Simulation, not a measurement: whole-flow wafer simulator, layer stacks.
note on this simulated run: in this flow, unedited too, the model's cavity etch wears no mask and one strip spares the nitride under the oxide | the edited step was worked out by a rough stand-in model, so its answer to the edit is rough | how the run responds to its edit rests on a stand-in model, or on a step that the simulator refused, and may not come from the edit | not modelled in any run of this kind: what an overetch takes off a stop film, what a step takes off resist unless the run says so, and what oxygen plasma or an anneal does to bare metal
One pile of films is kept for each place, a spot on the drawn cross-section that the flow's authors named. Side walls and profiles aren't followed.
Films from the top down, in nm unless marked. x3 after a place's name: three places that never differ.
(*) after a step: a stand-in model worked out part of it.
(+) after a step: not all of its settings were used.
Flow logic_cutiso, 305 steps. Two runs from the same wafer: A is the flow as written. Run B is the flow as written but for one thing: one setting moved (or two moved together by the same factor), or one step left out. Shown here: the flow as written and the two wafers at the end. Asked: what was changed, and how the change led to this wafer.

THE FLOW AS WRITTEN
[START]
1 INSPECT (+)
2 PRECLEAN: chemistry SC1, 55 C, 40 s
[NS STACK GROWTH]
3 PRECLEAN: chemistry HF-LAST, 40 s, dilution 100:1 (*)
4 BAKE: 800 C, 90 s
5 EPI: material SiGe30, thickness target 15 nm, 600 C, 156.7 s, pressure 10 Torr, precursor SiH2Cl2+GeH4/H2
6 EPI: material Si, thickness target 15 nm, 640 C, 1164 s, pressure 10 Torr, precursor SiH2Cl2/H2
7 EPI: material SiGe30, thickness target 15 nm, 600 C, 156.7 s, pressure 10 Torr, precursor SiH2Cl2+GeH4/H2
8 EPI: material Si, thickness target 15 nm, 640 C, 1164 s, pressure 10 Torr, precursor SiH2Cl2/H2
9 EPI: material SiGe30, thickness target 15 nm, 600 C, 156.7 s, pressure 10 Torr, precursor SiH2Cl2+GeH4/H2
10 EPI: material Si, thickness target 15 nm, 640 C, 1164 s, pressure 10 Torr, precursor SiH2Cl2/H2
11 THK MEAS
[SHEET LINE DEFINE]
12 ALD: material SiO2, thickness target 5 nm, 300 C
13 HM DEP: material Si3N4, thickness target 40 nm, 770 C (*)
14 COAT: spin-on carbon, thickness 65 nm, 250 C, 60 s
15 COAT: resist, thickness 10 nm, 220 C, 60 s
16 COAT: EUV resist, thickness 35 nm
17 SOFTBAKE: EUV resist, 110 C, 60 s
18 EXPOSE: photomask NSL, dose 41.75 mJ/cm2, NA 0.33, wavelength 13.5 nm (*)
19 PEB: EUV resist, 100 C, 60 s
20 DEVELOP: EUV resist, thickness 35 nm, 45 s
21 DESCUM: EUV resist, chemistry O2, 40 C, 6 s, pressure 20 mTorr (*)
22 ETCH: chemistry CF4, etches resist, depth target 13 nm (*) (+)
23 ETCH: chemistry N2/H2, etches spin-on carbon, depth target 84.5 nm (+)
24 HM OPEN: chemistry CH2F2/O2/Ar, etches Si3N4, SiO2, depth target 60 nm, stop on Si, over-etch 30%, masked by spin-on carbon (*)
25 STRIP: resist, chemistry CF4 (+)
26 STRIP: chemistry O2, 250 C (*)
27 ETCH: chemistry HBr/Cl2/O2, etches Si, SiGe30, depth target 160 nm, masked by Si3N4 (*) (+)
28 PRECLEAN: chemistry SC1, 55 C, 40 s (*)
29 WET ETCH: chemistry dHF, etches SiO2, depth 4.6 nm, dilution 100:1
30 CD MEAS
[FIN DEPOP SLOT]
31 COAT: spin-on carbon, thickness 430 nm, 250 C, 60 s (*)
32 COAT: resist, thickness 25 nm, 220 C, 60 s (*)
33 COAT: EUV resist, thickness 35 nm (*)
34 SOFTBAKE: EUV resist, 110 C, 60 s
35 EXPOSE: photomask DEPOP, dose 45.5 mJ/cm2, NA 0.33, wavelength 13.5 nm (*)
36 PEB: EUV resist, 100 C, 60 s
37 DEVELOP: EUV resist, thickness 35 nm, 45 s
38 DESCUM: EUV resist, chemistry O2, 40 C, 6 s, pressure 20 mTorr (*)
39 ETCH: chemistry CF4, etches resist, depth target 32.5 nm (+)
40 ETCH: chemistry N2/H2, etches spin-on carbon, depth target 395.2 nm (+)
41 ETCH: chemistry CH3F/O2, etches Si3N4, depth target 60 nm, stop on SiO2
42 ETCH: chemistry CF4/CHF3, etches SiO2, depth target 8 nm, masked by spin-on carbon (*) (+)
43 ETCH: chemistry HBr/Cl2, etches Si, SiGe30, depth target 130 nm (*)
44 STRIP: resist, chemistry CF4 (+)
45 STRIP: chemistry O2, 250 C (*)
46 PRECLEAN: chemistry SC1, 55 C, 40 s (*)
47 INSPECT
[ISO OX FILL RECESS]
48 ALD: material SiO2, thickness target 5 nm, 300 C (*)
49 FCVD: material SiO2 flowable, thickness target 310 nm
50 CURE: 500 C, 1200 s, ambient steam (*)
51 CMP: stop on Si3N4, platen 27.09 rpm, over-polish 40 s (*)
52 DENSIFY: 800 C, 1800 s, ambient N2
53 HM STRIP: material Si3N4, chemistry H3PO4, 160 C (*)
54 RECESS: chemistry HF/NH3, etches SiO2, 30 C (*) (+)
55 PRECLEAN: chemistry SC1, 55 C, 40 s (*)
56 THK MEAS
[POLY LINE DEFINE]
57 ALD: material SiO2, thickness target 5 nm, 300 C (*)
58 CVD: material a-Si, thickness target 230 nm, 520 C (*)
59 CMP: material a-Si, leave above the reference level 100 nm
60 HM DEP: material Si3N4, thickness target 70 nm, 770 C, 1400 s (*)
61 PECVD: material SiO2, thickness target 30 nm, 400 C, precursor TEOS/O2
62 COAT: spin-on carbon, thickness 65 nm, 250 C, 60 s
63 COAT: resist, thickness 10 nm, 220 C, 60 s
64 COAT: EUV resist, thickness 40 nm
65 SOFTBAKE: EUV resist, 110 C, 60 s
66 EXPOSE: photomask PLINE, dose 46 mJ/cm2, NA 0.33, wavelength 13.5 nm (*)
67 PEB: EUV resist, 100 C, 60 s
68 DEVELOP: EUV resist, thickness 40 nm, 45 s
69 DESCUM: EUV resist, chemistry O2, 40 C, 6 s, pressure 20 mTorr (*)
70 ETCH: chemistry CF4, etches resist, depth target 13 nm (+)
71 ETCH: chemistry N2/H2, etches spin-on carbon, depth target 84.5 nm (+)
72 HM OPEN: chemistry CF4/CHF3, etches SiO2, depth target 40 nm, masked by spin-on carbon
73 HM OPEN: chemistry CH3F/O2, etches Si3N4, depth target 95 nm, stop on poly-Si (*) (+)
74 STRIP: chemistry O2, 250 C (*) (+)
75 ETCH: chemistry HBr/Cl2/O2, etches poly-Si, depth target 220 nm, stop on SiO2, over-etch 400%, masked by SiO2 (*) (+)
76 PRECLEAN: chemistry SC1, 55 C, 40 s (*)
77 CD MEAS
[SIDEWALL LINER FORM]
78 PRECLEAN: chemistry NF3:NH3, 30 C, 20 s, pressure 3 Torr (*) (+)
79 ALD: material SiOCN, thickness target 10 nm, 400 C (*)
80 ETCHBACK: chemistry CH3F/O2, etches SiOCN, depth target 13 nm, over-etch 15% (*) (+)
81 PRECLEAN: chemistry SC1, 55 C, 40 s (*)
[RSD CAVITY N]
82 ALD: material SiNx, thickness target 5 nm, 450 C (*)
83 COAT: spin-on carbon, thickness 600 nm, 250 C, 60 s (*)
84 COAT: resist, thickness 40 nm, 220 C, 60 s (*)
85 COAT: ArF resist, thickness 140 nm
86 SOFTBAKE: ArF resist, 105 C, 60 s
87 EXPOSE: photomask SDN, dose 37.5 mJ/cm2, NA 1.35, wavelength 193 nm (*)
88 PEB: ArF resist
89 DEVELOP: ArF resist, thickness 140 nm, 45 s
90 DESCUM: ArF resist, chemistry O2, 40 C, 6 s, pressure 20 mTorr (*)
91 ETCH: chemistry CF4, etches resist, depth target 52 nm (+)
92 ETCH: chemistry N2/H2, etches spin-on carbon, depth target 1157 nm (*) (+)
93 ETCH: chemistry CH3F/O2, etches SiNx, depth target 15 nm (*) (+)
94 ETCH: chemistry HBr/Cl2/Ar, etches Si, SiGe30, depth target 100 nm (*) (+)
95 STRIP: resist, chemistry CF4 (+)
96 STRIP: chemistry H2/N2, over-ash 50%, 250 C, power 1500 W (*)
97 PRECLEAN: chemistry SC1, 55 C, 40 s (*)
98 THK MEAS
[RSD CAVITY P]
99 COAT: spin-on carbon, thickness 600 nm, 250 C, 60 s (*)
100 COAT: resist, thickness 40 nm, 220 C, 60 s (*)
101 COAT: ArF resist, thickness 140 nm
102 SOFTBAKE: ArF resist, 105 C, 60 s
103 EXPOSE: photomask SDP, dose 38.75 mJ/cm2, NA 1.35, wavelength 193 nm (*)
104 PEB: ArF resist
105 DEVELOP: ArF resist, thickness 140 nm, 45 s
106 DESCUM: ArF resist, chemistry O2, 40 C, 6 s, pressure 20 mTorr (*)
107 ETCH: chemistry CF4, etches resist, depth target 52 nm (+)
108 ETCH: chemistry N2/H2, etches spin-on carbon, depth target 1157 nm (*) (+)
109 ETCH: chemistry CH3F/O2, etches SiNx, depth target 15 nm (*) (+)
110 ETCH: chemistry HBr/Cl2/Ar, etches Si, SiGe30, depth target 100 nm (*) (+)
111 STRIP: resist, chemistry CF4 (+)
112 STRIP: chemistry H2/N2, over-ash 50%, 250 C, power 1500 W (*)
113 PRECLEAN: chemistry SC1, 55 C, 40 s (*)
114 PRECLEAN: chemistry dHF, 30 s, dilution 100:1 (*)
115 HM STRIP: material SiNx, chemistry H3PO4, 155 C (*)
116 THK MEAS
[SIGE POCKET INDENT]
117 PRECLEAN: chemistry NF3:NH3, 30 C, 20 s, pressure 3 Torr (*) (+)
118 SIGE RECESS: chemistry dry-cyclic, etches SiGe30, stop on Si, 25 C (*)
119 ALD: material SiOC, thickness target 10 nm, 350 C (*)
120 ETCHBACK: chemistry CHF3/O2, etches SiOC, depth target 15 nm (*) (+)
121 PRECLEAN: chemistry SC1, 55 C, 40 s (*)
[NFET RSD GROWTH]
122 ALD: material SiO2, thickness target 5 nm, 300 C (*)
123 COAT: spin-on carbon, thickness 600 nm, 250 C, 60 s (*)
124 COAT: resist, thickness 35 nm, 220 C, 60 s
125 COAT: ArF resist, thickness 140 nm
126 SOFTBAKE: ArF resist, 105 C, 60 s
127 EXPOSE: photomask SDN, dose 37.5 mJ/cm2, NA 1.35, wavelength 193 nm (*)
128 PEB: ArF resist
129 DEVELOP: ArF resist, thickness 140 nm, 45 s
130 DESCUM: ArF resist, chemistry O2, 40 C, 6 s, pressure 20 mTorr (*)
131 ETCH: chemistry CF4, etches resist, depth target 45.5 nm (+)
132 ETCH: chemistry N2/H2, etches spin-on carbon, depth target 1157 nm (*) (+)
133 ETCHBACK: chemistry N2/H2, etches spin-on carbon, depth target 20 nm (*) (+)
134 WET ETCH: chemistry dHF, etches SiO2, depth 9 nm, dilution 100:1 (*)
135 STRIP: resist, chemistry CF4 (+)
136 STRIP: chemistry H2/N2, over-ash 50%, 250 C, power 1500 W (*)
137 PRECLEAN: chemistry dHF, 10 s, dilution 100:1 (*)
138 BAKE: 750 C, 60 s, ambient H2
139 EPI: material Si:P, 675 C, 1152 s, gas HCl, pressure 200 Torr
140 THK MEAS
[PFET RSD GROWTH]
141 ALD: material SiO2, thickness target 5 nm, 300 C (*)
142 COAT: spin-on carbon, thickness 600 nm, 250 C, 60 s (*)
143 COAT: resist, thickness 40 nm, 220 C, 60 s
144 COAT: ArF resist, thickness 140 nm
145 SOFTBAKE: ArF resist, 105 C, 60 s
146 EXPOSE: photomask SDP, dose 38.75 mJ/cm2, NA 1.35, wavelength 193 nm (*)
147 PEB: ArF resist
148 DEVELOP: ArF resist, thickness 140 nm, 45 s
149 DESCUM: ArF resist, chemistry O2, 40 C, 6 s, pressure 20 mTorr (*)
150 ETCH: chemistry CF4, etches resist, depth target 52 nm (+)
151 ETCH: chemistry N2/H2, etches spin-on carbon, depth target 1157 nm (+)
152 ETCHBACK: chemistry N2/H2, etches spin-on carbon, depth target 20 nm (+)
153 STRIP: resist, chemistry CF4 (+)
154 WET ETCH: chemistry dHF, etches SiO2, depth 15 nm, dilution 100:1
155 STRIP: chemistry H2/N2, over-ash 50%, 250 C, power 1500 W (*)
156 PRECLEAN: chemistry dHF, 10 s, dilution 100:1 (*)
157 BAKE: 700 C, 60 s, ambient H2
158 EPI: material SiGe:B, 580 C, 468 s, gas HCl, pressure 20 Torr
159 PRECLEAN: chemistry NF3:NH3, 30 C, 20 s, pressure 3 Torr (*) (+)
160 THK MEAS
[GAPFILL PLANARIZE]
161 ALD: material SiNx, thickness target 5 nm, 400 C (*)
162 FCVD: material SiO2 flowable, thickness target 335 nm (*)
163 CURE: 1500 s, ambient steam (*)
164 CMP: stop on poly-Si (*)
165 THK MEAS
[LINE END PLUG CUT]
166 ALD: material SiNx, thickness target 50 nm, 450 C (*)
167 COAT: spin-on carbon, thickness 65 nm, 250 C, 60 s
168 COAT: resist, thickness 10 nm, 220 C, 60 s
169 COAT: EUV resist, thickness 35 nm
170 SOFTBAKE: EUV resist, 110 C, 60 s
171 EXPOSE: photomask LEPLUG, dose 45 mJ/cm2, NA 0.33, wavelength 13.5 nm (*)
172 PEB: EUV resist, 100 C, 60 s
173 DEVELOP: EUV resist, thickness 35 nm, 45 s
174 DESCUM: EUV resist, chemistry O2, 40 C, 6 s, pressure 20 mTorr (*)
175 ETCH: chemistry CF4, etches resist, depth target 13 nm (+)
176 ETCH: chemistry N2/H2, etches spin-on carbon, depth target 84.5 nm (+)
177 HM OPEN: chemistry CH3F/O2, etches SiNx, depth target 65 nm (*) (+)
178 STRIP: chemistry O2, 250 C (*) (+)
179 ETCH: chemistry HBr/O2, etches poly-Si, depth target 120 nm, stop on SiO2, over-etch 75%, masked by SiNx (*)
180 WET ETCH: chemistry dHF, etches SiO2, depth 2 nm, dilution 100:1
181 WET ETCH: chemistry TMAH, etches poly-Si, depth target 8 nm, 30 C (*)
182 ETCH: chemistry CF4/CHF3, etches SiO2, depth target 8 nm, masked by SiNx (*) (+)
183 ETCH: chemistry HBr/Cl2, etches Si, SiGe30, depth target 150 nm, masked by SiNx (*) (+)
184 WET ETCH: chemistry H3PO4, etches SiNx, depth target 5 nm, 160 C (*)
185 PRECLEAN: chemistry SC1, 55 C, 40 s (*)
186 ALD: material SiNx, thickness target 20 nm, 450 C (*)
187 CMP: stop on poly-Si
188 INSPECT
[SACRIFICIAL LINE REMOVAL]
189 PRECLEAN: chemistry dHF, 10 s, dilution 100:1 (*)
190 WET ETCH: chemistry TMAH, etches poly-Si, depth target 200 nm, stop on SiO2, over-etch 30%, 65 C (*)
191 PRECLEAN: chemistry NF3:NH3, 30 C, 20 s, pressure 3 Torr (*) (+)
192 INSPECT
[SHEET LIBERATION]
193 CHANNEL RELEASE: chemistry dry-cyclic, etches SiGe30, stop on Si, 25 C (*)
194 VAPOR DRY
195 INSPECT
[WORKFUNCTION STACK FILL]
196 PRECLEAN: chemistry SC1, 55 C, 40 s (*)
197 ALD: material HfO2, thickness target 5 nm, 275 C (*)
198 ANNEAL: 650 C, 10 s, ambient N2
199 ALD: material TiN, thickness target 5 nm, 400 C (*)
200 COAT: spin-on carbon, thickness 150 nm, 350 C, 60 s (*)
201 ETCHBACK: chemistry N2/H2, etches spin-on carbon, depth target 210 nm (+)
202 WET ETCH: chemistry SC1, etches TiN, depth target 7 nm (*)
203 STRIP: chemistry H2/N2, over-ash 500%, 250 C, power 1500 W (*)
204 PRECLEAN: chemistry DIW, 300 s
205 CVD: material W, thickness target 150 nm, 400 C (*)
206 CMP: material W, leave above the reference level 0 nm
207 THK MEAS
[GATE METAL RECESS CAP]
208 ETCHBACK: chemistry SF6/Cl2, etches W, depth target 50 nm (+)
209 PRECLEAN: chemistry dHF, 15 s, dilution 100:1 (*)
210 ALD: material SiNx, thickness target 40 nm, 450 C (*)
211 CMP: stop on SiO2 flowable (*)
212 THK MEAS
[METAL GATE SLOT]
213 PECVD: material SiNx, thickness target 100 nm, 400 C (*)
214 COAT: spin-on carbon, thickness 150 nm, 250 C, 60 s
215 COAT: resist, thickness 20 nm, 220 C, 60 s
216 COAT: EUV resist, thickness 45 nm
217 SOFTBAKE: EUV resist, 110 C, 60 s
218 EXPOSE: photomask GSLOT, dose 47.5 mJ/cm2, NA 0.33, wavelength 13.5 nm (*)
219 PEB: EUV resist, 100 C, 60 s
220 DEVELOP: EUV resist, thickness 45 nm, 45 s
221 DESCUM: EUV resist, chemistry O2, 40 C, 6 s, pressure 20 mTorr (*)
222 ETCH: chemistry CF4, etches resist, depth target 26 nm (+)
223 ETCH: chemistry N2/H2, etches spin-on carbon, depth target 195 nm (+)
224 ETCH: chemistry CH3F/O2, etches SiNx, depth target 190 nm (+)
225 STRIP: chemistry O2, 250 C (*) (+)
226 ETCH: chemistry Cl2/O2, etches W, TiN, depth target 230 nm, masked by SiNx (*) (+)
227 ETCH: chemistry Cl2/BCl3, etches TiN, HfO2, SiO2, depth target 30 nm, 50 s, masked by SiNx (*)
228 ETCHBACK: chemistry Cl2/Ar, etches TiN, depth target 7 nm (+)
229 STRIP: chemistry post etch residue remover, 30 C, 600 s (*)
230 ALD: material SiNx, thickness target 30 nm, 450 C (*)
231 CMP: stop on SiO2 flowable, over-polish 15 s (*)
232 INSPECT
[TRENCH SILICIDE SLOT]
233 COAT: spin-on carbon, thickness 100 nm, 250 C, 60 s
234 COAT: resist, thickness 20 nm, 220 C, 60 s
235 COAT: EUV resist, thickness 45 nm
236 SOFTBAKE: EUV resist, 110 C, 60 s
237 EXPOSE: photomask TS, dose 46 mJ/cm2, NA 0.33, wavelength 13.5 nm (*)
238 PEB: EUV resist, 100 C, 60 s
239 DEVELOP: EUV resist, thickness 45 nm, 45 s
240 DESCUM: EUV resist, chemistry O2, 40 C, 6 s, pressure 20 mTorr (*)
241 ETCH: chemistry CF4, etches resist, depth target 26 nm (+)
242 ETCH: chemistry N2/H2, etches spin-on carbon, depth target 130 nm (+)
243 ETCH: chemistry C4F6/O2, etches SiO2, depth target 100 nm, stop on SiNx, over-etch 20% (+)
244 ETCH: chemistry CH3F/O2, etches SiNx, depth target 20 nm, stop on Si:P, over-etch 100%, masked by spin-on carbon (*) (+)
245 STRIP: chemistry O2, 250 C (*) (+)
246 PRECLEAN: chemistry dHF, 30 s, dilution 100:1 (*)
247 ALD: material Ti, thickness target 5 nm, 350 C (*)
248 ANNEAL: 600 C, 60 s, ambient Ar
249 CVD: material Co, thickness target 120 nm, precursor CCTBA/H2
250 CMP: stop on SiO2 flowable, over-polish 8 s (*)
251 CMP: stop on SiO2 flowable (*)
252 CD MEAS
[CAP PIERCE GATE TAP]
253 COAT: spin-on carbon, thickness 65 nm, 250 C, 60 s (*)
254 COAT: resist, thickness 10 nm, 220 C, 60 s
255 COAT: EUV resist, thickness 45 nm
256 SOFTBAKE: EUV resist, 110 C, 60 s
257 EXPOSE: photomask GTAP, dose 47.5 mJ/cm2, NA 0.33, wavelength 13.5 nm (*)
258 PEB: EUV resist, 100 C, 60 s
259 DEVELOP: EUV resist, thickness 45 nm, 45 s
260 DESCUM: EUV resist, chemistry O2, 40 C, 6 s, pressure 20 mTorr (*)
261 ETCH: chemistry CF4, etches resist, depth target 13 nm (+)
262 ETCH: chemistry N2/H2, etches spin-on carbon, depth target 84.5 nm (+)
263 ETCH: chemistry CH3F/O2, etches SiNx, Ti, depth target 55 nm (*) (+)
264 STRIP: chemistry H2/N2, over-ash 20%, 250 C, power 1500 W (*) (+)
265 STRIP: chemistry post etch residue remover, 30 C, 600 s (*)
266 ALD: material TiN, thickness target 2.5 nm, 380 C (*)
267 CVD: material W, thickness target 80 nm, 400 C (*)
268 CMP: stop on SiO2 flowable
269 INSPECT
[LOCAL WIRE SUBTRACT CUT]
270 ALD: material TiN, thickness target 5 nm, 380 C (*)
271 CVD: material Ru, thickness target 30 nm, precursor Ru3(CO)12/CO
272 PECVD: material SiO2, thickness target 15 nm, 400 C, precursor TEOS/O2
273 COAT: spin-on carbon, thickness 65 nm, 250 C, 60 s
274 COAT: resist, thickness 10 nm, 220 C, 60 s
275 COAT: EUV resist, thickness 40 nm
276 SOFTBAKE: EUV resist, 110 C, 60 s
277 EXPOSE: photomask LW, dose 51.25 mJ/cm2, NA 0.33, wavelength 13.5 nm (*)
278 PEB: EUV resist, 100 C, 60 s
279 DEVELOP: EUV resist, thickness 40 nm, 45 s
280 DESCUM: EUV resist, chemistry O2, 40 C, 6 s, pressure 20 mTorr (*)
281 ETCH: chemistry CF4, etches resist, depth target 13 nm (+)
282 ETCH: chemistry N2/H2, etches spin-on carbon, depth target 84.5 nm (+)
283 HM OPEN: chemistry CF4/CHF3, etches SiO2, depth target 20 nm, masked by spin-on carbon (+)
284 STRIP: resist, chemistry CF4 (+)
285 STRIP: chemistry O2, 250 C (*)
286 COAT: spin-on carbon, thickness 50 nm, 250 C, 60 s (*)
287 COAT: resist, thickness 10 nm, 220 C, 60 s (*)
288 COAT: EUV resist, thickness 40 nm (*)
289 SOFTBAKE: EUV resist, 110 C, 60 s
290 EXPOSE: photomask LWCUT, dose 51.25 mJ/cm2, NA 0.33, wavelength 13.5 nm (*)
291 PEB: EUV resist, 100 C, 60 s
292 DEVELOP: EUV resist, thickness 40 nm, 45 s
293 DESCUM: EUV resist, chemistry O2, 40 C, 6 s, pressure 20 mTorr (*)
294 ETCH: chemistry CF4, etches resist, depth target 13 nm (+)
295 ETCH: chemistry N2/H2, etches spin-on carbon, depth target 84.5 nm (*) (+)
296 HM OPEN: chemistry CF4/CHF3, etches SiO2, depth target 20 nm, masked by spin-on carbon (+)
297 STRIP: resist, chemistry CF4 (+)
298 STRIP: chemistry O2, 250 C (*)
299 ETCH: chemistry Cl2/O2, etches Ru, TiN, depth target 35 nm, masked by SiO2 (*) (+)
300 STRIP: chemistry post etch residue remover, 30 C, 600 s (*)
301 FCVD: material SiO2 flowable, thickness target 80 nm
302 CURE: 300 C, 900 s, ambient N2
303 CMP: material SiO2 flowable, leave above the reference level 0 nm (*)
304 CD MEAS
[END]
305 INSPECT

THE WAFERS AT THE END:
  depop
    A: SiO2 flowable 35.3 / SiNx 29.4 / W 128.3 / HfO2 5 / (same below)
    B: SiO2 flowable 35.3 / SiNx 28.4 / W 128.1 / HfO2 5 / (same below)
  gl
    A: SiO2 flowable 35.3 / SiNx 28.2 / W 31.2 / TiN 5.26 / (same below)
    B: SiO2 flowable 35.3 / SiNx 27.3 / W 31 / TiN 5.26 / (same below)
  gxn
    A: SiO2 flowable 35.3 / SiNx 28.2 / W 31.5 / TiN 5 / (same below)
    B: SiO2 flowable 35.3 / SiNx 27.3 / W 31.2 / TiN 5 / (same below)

The cause: step 163, CURE: 750 s was run, where the flow has 1500 s.

How the change led to this, step by step:
  163 CURE: 1500 s, ambient steam (*)
      depop, dpovl, isow, ns, nsgap: A SiO2 flowable -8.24 | B SiO2 flowable -7.34
      gfld, iso, lnri: A SiO2 flowable -7.46 | B SiO2 flowable -6.75
      (and at 14 more places)
  246 PRECLEAN: chemistry dHF, 30 s, dilution 100:1 (*)
      iso: A SiO2 flowable -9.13 | B SiO2 flowable -9.79
  250 CMP: stop on SiO2 flowable, over-polish 8 s (*)
      rsdx: A Co -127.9 (all of it) | B Co -127.1
  251 CMP: stop on SiO2 flowable (*)
      rsdx: A Ti -5 (all of it) | B Co -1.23 (all of it), Ti -4.39
      iso: A Co -1.22 (all of it), Ti -4.34 | B Co -1.87 (all of it), Ti -3.75
  265 STRIP: chemistry post etch residue remover, 30 C, 600 s (*)
      rsdx: A nothing | B Ti -0.61 (all of it)
      iso: A Ti -0.66 (all of it) | B Ti -1.25 (all of it)
  268 CMP: stop on SiO2 flowable
      depop, dpovl, gfld and 9 more: A W -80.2 (all of it), TiN -2.5 (all of it), SiNx -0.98 | B W -80.2 (all of it), TiN -2.5 (all of it), SiNx -1.64
      lnr, lnri, lnrp, lnrt: A W -80 (all of it), TiN -2.5 (all of it), SiOCN -1.22 | B W -80 (all of it), TiN -2.5 (all of it), SiOCN -1.87
      (and at 3 more places)
